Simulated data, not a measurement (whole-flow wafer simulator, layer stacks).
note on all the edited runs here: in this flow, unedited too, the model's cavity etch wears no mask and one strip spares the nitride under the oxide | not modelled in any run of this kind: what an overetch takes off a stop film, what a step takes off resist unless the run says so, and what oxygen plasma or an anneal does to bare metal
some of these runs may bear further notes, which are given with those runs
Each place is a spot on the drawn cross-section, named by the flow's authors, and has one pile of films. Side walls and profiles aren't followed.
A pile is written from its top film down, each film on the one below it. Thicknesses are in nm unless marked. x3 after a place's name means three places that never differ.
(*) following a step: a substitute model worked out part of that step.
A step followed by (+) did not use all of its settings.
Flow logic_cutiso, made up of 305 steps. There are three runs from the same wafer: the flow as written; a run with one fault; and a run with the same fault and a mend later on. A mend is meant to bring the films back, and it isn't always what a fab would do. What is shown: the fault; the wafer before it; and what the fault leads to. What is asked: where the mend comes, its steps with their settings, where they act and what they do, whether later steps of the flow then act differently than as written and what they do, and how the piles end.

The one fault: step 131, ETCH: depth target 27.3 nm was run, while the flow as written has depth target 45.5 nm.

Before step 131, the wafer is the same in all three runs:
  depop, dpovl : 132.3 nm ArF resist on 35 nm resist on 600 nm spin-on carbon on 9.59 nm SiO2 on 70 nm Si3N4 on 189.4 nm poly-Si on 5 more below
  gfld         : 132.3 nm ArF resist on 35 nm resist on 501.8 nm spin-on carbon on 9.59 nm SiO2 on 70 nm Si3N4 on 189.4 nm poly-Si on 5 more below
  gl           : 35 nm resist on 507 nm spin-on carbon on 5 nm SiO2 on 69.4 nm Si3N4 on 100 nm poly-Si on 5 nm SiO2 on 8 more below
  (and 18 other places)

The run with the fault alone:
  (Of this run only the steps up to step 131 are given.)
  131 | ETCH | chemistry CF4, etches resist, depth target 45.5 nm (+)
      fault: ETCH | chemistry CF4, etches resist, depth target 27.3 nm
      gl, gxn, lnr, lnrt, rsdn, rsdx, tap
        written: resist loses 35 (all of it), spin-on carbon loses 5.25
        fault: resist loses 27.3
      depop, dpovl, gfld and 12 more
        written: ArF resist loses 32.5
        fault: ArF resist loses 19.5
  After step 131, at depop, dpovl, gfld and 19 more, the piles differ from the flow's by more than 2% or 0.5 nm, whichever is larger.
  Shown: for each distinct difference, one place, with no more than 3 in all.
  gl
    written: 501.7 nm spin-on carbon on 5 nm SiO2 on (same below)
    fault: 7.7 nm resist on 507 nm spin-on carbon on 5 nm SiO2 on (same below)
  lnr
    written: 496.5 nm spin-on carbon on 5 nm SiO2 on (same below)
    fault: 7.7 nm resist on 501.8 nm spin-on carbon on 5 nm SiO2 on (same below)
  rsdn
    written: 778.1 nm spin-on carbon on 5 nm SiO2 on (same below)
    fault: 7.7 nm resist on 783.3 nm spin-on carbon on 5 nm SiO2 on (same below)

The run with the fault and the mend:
  The mend follows step 131.
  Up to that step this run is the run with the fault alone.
  131a | ETCH | chemistry CF4, etches resist, depth target 18.2 nm (*) (+) (the flow's step 131, run once more with other settings)
      depop, dpovl, gfld and 12 more
        ArF resist loses 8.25
      gl, gxn, rsdn, rsdx, tap
        resist loses 7.7 (all of it), spin-on carbon loses 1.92
      lnr, lnrt
        resist loses 7.7 (all of it), spin-on carbon loses 1.93
  Steps further on in the flow that do not act as written (4 more steps, not shown, differ only slightly: by at most 2% or 0.5 nm, whichever is larger):
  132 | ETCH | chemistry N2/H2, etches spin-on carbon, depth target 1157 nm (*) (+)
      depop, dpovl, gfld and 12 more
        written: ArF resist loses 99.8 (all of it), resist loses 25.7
        mend: ArF resist loses 104.6 (all of it), resist loses 25.8
  By the end, the piles equal the flow's at every place that both follow.
